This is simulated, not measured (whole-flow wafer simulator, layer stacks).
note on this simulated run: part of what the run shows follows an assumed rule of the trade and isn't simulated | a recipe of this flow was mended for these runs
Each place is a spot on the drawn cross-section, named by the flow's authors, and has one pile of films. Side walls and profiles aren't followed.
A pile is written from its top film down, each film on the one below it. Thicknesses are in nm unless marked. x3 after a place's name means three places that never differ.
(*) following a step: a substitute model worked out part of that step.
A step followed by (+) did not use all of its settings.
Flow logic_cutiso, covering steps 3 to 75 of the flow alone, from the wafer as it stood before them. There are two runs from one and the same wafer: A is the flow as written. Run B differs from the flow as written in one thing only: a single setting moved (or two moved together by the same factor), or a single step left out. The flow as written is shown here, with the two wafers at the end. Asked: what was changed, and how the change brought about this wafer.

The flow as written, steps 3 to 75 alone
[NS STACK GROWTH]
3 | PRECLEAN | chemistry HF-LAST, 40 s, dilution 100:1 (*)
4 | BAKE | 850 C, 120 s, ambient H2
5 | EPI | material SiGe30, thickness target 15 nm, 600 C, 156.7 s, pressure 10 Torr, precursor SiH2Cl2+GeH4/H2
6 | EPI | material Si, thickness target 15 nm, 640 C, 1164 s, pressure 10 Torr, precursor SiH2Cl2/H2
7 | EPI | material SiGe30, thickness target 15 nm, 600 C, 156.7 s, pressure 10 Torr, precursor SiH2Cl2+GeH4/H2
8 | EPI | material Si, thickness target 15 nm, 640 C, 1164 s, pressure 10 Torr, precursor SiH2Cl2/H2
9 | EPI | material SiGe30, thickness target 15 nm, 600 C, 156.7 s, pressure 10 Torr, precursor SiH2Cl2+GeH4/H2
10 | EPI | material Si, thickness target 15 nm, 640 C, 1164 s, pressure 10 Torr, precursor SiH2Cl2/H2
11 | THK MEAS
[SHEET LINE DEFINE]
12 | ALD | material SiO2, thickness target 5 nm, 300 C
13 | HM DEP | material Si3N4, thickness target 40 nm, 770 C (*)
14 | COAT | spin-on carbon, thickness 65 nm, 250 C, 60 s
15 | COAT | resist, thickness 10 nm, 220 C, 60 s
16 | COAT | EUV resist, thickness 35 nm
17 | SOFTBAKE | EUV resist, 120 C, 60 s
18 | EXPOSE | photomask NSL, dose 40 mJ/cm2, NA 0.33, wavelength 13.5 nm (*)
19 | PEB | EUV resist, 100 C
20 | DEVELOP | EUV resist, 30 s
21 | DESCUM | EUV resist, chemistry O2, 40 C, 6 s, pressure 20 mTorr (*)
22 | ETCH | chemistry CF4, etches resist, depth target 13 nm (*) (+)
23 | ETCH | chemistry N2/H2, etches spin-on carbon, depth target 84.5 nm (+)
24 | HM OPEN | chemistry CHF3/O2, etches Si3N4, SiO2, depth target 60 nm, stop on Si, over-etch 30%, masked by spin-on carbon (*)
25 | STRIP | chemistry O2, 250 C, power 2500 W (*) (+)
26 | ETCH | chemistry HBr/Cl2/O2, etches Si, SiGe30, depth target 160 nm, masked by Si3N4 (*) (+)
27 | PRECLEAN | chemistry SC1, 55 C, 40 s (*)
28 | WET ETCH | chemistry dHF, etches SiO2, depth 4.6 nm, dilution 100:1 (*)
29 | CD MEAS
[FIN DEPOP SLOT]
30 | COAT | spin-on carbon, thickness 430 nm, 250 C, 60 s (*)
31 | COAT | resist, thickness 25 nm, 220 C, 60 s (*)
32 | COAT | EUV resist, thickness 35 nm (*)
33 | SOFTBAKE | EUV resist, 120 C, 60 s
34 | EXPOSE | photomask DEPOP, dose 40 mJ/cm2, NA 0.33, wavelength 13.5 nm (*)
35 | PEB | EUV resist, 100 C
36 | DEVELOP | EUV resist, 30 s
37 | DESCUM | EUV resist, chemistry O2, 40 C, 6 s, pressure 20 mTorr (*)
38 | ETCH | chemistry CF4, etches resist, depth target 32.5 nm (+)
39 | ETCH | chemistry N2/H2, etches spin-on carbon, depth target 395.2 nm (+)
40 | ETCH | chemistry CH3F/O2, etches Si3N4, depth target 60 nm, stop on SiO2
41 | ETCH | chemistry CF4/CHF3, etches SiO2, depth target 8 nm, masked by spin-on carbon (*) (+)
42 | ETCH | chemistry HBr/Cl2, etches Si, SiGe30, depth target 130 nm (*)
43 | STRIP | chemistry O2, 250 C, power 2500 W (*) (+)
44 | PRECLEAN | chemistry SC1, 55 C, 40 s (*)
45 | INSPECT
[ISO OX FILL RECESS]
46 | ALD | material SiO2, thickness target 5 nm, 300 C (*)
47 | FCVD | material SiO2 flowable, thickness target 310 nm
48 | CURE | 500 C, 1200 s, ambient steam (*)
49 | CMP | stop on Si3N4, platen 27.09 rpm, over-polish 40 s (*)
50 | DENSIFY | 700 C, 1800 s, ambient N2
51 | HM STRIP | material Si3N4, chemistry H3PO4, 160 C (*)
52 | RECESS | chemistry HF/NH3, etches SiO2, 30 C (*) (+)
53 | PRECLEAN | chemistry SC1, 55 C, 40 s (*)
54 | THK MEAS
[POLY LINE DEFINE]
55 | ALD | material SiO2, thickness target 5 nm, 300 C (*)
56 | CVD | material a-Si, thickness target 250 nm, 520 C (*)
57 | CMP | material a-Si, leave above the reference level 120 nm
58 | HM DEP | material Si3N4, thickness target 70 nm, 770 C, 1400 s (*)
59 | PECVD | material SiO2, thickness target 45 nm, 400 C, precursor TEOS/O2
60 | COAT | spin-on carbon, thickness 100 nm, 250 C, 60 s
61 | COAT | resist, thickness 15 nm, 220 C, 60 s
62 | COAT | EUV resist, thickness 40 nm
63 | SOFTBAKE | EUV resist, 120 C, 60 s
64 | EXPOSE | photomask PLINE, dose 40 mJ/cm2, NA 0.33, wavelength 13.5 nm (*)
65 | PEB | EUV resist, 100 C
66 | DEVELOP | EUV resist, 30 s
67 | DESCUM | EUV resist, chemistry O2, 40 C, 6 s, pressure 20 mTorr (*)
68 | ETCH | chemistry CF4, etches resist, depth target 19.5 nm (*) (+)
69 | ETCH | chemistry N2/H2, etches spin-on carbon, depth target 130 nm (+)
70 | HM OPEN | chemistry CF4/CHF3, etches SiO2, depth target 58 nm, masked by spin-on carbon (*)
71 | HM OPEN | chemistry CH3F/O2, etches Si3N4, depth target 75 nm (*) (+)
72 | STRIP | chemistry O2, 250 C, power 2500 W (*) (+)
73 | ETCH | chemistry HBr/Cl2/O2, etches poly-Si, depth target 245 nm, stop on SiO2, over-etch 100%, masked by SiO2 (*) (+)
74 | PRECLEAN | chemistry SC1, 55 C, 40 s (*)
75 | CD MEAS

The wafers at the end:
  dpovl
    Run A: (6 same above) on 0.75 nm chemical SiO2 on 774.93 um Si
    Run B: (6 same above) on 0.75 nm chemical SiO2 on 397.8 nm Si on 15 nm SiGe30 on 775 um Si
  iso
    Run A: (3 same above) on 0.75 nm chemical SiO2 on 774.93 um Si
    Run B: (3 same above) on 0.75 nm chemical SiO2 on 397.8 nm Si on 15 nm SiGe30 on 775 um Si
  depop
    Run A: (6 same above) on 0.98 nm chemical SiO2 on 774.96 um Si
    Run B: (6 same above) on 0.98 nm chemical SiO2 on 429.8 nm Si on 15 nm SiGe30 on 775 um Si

The reason: step 6, EPI: 736 C was run, while the flow as written has 640 C.

The path from the change to this, step by step:
  6 | EPI | material Si, thickness target 15 nm, 640 C, 1164 s, pressure 10 Torr, precursor SiH2Cl2/H2
      depop, dpovl, gfld and 19 more: A +15 Si (new film) | B +501.5 Si (new film)
  26 | ETCH | chemistry HBr/Cl2/O2, etches Si, SiGe30, depth target 160 nm, masked by Si3N4 (*) (+)
      dpovl, gfld, gxf, iso, isow, lnri, nsgap: A -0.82 chemical SiO2 (all of it), -12 Si (all of it), -15 SiGe30 (all of it), -15 Si (all of it), -15 SiGe30 (all of it), -15 Si (all of it), -15 SiGe30 (all of it), -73 Si | B -0.82 chemical SiO2 (all of it), -12 Si (all of it), -15 SiGe30 (all of it), -15 Si (all of it), -15 SiGe30 (all of it), -103 Si
  42 | ETCH | chemistry HBr/Cl2, etches Si, SiGe30, depth target 130 nm (*)
      depop: A -13.8 Si (all of it), -15 SiGe30 (all of it), -15 Si (all of it), -15 SiGe30 (all of it), -15 Si (all of it), -15 SiGe30 (all of it), -41.2 Si | B -13.8 Si (all of it), -15 SiGe30 (all of it), -15 Si (all of it), -15 SiGe30 (all of it), -71.2 Si
